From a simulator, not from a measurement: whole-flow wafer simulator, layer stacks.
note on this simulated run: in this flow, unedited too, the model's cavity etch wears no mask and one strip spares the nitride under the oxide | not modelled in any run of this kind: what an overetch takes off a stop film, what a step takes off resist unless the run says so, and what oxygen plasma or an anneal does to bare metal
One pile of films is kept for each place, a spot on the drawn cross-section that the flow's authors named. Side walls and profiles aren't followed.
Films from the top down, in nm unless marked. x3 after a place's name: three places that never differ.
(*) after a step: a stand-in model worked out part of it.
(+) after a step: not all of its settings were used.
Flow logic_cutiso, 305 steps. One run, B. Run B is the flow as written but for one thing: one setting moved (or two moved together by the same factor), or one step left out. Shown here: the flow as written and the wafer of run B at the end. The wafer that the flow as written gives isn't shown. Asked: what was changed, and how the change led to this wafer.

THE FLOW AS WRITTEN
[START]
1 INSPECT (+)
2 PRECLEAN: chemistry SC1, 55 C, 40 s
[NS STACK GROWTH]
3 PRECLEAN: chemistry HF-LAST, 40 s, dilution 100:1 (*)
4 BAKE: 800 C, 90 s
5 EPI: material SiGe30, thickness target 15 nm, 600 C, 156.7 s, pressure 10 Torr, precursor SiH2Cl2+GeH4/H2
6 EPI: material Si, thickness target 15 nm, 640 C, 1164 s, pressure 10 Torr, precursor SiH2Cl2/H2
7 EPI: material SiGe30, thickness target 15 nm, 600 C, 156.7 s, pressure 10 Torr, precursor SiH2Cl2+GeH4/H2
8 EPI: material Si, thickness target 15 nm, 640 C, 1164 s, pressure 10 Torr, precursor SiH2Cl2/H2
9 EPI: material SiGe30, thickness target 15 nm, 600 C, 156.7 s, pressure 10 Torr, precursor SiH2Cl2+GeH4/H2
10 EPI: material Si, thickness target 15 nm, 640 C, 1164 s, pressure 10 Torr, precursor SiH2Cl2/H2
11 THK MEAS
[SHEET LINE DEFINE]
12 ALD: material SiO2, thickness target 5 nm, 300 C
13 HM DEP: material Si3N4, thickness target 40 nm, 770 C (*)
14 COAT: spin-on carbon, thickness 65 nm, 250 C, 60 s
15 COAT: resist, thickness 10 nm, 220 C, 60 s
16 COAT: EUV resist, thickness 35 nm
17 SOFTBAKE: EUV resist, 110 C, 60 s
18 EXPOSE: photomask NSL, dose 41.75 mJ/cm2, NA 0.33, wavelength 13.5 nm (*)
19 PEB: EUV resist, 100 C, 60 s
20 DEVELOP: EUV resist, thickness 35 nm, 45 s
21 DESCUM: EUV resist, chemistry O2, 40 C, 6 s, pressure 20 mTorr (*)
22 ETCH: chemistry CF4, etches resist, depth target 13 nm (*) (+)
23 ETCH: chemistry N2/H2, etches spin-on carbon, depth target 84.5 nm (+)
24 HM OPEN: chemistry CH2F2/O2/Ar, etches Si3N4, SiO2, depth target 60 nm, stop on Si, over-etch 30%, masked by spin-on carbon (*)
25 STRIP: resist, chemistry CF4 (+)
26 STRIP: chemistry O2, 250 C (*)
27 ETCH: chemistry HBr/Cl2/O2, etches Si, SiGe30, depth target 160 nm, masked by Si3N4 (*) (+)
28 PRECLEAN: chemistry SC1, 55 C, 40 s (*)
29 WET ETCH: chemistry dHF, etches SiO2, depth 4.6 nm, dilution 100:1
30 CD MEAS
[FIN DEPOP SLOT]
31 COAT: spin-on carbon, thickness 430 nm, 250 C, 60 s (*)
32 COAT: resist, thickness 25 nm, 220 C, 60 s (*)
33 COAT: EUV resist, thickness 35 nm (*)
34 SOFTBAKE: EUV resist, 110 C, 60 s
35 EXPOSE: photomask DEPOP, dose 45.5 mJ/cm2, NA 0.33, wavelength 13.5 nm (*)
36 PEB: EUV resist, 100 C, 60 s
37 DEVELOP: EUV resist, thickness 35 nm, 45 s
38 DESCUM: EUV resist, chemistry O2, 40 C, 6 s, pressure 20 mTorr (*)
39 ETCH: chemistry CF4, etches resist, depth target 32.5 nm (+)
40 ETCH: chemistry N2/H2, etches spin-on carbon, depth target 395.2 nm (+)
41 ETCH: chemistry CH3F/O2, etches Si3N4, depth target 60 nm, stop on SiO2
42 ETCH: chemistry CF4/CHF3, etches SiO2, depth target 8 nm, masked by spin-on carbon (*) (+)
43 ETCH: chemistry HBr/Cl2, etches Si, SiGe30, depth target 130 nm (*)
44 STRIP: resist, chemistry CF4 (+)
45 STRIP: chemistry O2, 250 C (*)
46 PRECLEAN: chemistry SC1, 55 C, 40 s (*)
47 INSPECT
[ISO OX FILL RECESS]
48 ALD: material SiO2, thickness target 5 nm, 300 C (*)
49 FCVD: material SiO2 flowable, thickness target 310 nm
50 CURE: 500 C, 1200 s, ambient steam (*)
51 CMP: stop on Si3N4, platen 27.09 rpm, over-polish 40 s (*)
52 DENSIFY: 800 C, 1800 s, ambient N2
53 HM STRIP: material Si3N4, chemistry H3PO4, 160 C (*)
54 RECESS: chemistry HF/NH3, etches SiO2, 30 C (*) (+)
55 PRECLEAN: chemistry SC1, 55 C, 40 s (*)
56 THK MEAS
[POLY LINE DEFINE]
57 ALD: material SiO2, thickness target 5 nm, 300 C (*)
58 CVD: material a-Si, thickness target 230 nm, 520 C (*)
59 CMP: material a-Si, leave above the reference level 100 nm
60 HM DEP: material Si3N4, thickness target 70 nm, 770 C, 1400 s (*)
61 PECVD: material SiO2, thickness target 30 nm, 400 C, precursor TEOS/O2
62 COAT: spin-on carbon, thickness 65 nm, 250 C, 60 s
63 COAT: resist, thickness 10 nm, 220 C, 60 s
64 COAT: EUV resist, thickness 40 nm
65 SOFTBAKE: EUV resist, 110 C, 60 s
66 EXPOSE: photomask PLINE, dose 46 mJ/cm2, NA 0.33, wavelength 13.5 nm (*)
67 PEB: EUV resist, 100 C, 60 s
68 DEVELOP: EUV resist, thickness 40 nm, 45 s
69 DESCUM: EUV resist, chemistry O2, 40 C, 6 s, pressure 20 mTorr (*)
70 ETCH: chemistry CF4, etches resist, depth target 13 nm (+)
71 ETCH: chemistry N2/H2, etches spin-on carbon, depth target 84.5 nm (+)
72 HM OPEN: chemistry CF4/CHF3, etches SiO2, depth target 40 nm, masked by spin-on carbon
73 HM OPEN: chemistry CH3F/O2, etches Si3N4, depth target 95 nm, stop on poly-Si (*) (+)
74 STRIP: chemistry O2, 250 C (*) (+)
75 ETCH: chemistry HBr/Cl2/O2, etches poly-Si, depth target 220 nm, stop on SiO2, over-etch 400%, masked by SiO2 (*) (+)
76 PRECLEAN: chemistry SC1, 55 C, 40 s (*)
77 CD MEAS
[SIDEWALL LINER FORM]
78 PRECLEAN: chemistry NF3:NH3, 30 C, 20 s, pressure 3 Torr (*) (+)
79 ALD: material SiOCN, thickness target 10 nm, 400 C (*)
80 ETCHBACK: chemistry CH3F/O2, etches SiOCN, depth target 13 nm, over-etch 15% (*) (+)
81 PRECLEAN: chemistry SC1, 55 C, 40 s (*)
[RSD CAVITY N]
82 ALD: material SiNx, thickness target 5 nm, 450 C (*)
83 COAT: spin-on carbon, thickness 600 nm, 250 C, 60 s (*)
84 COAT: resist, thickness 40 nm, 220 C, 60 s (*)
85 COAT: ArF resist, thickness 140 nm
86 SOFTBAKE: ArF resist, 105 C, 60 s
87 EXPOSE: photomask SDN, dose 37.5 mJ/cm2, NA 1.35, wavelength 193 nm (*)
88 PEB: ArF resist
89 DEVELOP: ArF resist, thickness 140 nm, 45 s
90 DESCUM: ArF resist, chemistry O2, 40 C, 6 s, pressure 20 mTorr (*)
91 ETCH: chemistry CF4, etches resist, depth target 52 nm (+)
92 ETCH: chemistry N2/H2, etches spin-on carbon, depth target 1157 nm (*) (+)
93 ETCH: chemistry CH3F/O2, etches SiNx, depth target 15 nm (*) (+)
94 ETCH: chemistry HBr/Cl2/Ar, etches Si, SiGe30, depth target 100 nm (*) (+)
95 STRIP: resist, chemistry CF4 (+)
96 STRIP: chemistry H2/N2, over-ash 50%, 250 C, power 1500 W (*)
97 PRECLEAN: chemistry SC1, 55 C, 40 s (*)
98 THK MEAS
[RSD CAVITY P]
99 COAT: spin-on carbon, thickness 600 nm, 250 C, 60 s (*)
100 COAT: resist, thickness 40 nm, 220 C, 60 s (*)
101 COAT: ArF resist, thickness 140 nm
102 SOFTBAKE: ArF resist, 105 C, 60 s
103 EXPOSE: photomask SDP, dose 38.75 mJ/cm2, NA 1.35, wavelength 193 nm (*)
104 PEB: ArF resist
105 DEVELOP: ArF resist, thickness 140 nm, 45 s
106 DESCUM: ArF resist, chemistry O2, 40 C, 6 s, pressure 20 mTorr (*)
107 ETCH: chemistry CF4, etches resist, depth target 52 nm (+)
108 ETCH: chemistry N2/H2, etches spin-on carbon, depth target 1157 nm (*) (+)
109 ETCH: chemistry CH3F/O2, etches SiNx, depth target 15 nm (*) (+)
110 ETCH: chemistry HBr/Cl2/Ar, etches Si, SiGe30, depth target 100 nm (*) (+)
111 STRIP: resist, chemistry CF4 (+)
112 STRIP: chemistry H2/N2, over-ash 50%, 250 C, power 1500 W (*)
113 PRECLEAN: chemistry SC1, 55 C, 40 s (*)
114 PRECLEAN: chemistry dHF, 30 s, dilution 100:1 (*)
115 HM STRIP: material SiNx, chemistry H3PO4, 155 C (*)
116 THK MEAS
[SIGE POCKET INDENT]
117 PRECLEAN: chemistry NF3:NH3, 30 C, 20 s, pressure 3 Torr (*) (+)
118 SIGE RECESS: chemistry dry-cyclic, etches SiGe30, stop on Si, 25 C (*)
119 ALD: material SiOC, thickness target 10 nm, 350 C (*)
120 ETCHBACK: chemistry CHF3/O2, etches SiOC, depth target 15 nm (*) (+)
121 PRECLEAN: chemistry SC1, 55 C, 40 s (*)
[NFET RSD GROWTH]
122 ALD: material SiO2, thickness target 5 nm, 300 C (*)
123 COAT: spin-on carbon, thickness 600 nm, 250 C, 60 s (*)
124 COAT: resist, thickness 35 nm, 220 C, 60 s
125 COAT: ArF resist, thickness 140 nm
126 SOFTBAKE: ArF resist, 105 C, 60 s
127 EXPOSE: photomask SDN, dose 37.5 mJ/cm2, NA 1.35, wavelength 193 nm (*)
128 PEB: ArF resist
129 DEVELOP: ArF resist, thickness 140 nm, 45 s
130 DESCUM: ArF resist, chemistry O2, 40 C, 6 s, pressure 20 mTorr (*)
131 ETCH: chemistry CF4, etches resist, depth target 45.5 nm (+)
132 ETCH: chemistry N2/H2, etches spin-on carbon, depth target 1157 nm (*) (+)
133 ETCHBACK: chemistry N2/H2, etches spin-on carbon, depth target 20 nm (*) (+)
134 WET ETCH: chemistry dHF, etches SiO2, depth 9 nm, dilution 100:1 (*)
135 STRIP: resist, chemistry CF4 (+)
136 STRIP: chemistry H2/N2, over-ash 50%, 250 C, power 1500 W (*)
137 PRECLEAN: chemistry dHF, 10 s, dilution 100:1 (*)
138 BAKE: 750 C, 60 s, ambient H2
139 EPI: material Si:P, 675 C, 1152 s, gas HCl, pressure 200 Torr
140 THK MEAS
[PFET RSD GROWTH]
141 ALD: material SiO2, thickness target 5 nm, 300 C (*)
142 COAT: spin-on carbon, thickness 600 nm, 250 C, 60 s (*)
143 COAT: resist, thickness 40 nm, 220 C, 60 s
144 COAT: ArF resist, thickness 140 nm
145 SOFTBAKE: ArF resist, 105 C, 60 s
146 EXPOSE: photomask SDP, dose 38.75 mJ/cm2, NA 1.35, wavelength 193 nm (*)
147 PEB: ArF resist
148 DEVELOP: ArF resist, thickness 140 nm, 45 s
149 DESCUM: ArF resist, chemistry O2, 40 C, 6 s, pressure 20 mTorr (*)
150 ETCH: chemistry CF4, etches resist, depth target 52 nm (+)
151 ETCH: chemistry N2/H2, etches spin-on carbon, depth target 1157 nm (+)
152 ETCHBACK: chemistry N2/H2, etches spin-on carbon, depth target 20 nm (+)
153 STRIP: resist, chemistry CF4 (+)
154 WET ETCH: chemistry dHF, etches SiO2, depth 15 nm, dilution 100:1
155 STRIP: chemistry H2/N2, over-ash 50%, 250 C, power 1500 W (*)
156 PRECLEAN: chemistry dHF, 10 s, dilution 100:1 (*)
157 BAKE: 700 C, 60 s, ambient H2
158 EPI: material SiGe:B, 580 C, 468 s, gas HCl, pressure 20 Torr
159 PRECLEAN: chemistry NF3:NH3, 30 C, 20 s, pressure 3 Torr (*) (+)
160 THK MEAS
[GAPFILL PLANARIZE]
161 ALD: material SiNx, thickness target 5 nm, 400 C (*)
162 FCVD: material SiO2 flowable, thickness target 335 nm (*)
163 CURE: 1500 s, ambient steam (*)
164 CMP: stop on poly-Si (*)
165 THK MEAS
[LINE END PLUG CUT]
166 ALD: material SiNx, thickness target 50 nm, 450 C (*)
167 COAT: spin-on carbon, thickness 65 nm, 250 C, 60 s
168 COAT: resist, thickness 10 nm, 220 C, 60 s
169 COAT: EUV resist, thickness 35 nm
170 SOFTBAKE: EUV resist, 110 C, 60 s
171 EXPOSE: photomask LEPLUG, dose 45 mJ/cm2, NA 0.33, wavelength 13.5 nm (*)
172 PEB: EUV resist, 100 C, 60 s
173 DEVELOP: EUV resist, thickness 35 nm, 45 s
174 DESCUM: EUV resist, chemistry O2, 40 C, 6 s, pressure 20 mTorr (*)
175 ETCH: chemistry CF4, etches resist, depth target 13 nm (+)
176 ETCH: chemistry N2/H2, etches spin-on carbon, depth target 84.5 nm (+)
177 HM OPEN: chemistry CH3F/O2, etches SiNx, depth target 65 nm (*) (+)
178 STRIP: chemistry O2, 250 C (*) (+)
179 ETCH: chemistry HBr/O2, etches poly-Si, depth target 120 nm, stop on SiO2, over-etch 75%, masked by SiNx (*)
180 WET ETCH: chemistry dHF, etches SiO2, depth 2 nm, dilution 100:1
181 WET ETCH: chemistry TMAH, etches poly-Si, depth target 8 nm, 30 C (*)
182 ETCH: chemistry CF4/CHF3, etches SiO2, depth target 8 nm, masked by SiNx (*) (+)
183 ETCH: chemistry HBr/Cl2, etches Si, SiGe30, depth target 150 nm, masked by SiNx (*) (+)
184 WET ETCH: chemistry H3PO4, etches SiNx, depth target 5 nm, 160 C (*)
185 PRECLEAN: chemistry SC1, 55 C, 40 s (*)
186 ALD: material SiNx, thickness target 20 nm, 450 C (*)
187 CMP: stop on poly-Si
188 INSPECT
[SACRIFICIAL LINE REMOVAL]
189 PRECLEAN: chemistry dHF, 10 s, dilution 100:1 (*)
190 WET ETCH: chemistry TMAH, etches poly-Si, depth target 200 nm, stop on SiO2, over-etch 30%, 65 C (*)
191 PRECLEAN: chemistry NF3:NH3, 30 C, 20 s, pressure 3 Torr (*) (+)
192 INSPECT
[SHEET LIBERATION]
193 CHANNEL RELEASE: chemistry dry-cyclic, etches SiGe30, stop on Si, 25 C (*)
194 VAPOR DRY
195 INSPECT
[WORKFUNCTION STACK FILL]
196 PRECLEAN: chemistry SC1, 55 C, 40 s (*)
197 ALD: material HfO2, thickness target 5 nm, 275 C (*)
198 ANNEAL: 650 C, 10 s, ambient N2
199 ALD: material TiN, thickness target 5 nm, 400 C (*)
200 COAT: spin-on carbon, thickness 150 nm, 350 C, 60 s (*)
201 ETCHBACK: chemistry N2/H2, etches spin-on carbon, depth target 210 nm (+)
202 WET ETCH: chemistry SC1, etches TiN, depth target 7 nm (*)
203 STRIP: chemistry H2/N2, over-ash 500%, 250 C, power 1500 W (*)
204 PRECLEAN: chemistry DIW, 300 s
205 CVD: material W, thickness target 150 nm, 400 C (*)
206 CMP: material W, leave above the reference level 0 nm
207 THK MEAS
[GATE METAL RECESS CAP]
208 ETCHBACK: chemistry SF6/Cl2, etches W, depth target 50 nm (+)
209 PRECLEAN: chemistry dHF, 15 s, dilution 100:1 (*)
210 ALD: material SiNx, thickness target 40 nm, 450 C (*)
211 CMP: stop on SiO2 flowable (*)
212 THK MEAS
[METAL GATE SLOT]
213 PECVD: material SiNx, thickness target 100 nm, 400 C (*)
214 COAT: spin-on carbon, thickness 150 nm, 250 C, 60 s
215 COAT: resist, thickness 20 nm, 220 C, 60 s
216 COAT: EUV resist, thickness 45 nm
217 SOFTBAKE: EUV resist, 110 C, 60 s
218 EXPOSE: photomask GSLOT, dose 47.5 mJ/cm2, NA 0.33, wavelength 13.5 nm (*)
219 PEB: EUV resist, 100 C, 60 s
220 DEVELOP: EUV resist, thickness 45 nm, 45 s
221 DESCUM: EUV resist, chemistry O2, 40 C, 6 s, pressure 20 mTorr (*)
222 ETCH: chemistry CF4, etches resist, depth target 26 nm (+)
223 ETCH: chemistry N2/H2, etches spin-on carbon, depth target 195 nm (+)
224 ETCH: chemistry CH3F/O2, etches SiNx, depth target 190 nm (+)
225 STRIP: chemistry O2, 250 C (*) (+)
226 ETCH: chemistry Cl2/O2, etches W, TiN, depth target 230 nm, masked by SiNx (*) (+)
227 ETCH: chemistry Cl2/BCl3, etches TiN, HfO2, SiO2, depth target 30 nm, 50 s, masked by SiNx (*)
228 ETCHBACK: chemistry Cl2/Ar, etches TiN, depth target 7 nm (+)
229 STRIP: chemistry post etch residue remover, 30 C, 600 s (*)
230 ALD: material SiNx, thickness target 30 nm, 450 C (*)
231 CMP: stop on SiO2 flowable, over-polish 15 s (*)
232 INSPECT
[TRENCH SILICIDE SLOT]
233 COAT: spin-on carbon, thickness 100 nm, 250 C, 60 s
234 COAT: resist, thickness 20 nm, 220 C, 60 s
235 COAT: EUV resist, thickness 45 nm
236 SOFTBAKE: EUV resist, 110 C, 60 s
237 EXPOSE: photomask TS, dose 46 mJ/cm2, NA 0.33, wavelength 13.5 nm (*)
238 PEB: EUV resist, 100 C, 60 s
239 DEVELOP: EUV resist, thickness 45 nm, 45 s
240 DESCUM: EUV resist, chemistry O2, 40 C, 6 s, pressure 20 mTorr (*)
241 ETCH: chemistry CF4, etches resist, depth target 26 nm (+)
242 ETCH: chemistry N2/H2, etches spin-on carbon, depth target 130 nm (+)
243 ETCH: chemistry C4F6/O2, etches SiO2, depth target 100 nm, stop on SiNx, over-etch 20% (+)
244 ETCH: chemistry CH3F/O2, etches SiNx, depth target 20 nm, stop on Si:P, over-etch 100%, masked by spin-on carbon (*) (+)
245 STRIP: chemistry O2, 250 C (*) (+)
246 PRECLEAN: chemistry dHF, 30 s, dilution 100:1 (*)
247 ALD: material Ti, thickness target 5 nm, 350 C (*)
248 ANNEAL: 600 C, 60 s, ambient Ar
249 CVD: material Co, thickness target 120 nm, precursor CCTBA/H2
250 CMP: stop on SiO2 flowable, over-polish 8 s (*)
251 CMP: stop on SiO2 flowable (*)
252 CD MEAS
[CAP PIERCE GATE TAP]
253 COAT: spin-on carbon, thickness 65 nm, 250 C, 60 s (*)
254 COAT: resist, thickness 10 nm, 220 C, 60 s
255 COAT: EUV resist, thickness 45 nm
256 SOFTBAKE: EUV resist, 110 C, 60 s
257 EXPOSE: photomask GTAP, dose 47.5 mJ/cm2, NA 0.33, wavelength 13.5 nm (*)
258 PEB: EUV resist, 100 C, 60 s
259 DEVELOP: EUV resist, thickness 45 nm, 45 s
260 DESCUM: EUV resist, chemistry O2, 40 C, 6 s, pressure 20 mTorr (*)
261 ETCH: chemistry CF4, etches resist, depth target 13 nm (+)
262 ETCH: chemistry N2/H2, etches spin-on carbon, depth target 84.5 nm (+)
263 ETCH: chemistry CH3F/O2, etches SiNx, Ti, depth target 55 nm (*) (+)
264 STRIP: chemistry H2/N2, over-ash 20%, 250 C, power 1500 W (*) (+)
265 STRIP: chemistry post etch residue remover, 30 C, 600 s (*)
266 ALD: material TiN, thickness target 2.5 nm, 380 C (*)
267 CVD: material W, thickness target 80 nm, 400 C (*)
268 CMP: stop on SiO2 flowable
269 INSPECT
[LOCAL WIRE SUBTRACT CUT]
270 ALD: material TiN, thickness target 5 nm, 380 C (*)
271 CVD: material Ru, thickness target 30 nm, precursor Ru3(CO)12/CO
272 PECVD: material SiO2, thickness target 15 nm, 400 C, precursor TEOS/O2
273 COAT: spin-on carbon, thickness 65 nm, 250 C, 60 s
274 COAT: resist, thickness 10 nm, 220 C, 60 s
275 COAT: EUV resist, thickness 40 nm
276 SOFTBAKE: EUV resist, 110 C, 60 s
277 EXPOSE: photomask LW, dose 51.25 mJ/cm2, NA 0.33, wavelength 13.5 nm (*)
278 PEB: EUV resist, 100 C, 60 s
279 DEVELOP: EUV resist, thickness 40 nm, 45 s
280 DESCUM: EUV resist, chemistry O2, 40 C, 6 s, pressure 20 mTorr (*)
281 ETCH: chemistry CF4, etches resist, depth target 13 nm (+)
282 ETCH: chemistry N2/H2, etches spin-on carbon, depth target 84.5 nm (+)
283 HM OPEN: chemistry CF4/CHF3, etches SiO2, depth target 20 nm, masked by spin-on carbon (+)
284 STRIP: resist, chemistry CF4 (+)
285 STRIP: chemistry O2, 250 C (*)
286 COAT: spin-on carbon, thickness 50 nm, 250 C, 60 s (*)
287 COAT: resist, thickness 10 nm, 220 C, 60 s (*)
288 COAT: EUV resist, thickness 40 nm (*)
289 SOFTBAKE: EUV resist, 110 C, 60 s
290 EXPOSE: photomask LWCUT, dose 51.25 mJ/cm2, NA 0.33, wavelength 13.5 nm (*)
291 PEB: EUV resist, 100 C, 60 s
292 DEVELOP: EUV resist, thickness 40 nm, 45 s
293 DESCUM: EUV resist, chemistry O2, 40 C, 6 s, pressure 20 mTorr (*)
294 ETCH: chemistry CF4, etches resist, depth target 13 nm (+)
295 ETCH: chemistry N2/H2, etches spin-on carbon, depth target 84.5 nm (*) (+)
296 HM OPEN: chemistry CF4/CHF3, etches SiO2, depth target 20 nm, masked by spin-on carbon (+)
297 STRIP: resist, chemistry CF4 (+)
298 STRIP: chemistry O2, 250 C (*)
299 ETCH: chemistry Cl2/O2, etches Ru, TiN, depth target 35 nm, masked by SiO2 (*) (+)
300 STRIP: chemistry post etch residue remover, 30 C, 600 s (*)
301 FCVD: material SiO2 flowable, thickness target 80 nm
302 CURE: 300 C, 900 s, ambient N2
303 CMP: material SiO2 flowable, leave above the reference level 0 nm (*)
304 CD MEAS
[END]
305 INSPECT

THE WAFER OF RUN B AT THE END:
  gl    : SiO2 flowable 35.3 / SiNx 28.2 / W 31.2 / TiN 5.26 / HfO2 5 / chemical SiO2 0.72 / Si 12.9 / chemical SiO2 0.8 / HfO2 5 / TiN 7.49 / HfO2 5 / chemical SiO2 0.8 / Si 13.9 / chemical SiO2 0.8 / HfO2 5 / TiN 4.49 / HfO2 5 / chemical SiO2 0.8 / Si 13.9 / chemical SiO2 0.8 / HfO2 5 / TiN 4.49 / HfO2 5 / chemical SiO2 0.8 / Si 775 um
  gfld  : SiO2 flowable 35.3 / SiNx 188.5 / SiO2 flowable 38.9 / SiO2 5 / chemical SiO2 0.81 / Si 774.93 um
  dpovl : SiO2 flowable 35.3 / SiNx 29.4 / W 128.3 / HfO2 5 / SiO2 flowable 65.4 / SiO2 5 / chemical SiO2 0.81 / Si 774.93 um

The cause: step 9, EPI: 188 s was run, where the flow has 156.7 s.

How the change led to this, step by step:
  9 EPI: material SiGe30, thickness target 15 nm, 600 C, 156.7 s, pressure 10 Torr, precursor SiH2Cl2+GeH4/H2
      depop, dpovl, gfld and 19 more: SiGe30 +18 (new film) (as written it would be: SiGe30 +15 (new film))
  27 ETCH: chemistry HBr/Cl2/O2, etches Si, SiGe30, depth target 160 nm, masked by Si3N4 (*) (+)
      gfld, gxf, iso, lnri: chemical SiO2 -0.79 (all of it), Si -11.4 (all of it), SiGe30 -18 (all of it), Si -15 (all of it), SiGe30 -15 (all of it), Si -15 (all of it), SiGe30 -15 (all of it), Si -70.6 (as written it would be: chemical SiO2 -0.79 (all of it), Si -11.4 (all of it), SiGe30 -15 (all of it), Si -15 (all of it), SiGe30 -15 (all of it), Si -15 (all of it), SiGe30 -15 (all of it), Si -73.6)
      dpovl, nsgap: chemical SiO2 -0.79 (all of it), Si -11.8 (all of it), SiGe30 -18 (all of it), Si -15 (all of it), SiGe30 -15 (all of it), Si -15 (all of it), SiGe30 -15 (all of it), Si -70.2 (as written it would be: chemical SiO2 -0.79 (all of it), Si -11.8 (all of it), SiGe30 -15 (all of it), Si -15 (all of it), SiGe30 -15 (all of it), Si -15 (all of it), SiGe30 -15 (all of it), Si -73.2)
      (and at 1 more place)
  43 ETCH: chemistry HBr/Cl2, etches Si, SiGe30, depth target 130 nm (*)
      depop: Si -14 (all of it), SiGe30 -18 (all of it), Si -15 (all of it), SiGe30 -15 (all of it), Si -15 (all of it), SiGe30 -15 (all of it), Si -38 (as written it would be: Si -14 (all of it), SiGe30 -15 (all of it), Si -15 (all of it), SiGe30 -15 (all of it), Si -15 (all of it), SiGe30 -15 (all of it), Si -41)
  94 ETCH: chemistry HBr/Cl2/Ar, etches Si, SiGe30, depth target 100 nm (*) (+)
      rsdn, rsdx: chemical SiO2 -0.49 (all of it), Si -12.8 (all of it), SiGe30 -18 (all of it), Si -15 (all of it), SiGe30 -15 (all of it), Si -15 (all of it), SiGe30 -15 (all of it), Si -9.16 (as written it would be: chemical SiO2 -0.49 (all of it), Si -12.8 (all of it), SiGe30 -15 (all of it), Si -15 (all of it), SiGe30 -15 (all of it), Si -15 (all of it), SiGe30 -15 (all of it), Si -12.2)
  110 ETCH: chemistry HBr/Cl2/Ar, etches Si, SiGe30, depth target 100 nm (*) (+)
      rsdp, rsdw: chemical SiO2 -0.49 (all of it), Si -12.8 (all of it), SiGe30 -18 (all of it), Si -15 (all of it), SiGe30 -15 (all of it), Si -15 (all of it), SiGe30 -15 (all of it), Si -9.16 (as written it would be: chemical SiO2 -0.49 (all of it), Si -12.8 (all of it), SiGe30 -15 (all of it), Si -15 (all of it), SiGe30 -15 (all of it), Si -15 (all of it), SiGe30 -15 (all of it), Si -12.2)
  118 SIGE RECESS: chemistry dry-cyclic, etches SiGe30, stop on Si, 25 C (*)
      lnr, lnrp, lnrt: SiOCN -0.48, Si -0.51, cavity +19 (new film), SiGe30 -18 (all of it), Si -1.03, cavity +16 (new film), SiGe30 -15 (all of it), Si -1.03, cavity +16 (new film), SiGe30 -15 (all of it), Si -0.51 (as written it would be: SiOCN -0.48, Si -0.51, cavity +16 (new film), SiGe30 -15 (all of it), Si -1.03, cavity +16 (new film), SiGe30 -15 (all of it), Si -1.03, cavity +16 (new film), SiGe30 -15 (all of it), Si -0.51)
  119 ALD: material SiOC, thickness target 10 nm, 350 C (*)
      lnr, lnrp, lnrt: SiOC +10 (new film), SiOC +19 (new film), cavity -19 (all of it), SiOC +16 (new film), cavity -16 (all of it), SiOC +16 (new film), cavity -16 (all of it) (as written it would be: SiOC +10 (new film), SiOC +16 (new film), cavity -16 (all of it), SiOC +16 (new film), cavity -16 (all of it), SiOC +16 (new film), cavity -16 (all of it))
  183 ETCH: chemistry HBr/Cl2, etches Si, SiGe30, depth target 150 nm, masked by SiNx (*) (+)
      plug: Si -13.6 (all of it), SiGe30 -18 (all of it), Si -15 (all of it), SiGe30 -15 (all of it), Si -15 (all of it), SiGe30 -15 (all of it), Si -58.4 (as written it would be: Si -13.6 (all of it), SiGe30 -15 (all of it), Si -15 (all of it), SiGe30 -15 (all of it), Si -15 (all of it), SiGe30 -15 (all of it), Si -61.4)
  193 CHANNEL RELEASE: chemistry dry-cyclic, etches SiGe30, stop on Si, 25 C (*)
      gl, glp, gxn, gxp, ns, tap: chemical SiO2 +0.8 (new film), Si -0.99, chemical SiO2 +0.8 (new film), cavity +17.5 (new film), chemical SiO2 +0.8 (new film), SiGe30 -18 (all of it), Si -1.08, chemical SiO2 +0.8 (new film), cavity +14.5 (new film), chemical SiO2 +0.8 (new film), SiGe30 -15 (all of it), Si -1.08, chemical SiO2 +0.8 (new film), cavity +14.5 (new film), chemical SiO2 +0.8 (new film), SiGe30 -15 (all of it), Si -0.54 (as written it would be: chemical SiO2 +0.8 (new film), Si -0.99, chemical SiO2 +0.8 (new film), cavity +14.5 (new film), chemical SiO2 +0.8 (new film), SiGe30 -15 (all of it), Si -1.08, chemical SiO2 +0.8 (new film), cavity +14.5 (new film), chemical SiO2 +0.8 (new film), SiGe30 -15 (all of it), Si -1.08, chemical SiO2 +0.8 (new film), cavity +14.5 (new film), chemical SiO2 +0.8 (new film), SiGe30 -15 (all of it), Si -0.54)
  199 ALD: material TiN, thickness target 5 nm, 400 C (*)
      gl, glp, tap: TiN +5.26 (new film), TiN +7.49 (new film), cavity -7.49 (all of it), TiN +4.49 (new film), cavity -4.49 (all of it), TiN +4.49 (new film), cavity -4.49 (all of it) (as written it would be: TiN +5.26 (new film), TiN +4.49 (new film), cavity -4.49 (all of it), TiN +4.49 (new film), cavity -4.49 (all of it), TiN +4.49 (new film), cavity -4.49 (all of it))
      gxn, gxp, ns: TiN +5 (new film), TiN +7.49 (new film), cavity -7.49 (all of it), TiN +4.49 (new film), cavity -4.49 (all of it), TiN +4.49 (new film), cavity -4.49 (all of it) (as written it would be: TiN +5 (new film), TiN +4.49 (new film), cavity -4.49 (all of it), TiN +4.49 (new film), cavity -4.49 (all of it), TiN +4.49 (new film), cavity -4.49 (all of it))
